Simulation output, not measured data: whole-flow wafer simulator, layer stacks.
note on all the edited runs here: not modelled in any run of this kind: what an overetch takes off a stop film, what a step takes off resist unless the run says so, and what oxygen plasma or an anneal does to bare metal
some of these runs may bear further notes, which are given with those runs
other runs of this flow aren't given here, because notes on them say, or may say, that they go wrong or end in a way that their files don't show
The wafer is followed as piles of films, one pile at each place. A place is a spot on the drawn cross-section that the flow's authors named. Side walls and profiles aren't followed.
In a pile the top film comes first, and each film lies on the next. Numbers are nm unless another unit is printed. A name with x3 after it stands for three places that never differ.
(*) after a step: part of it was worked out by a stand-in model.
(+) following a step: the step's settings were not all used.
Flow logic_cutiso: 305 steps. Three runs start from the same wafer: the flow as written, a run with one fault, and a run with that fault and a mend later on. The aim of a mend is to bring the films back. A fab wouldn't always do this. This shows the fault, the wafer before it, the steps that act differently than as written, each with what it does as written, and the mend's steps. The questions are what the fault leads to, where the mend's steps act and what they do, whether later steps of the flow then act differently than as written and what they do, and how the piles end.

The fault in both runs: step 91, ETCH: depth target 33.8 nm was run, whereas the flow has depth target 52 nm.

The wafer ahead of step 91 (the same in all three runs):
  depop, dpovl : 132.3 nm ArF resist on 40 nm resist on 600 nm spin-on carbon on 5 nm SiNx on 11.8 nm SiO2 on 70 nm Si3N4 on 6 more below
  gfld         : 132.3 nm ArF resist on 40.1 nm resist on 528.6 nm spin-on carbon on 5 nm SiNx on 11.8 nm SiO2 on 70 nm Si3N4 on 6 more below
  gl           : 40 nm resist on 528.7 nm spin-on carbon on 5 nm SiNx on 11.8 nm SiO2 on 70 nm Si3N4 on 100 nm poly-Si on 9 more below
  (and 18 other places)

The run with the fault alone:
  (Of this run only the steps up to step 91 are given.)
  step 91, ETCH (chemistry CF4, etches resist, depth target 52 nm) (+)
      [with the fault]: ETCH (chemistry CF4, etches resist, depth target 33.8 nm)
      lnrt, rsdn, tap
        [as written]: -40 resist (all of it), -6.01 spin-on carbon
        [with the fault]: -33.8 resist
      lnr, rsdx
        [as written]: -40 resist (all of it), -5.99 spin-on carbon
        [with the fault]: -33.8 resist
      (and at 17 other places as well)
  After step 91, at depop, dpovl, gfld and 19 more, the piles differ from the flow's by more than 2% or 0.5 nm, whichever is larger.
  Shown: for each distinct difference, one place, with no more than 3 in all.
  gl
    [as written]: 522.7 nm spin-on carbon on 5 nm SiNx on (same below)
    [with the fault]: 6.2 nm resist on 528.7 nm spin-on carbon on 5 nm SiNx on (same below)
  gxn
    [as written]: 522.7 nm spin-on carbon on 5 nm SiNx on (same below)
    [with the fault]: 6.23 nm resist on 528.7 nm spin-on carbon on 5 nm SiNx on (same below)
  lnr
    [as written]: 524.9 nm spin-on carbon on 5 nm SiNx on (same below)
    [with the fault]: 6.23 nm resist on 530.9 nm spin-on carbon on 5 nm SiNx on (same below)

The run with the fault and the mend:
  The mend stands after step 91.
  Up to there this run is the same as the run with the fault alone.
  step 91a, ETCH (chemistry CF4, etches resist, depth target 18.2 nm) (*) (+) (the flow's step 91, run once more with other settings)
      depop, dpovl, gfld and 12 more
        -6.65 ArF resist
      gxn, lnr
        -6.23 resist (all of it), -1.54 spin-on carbon
      gl
        -6.2 resist (all of it), -1.55 spin-on carbon
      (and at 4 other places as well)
  Later steps of the flow acting differently than as written (2 other steps are not shown; they differ only slightly, by no more than 2% or 0.5 nm, whichever is larger):
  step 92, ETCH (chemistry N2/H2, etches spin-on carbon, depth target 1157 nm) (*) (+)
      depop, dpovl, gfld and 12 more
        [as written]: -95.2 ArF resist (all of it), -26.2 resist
        [with the mend]: -101.5 ArF resist (all of it), -26.3 resist
  By the end, the piles equal the flow's at every place that both follow.
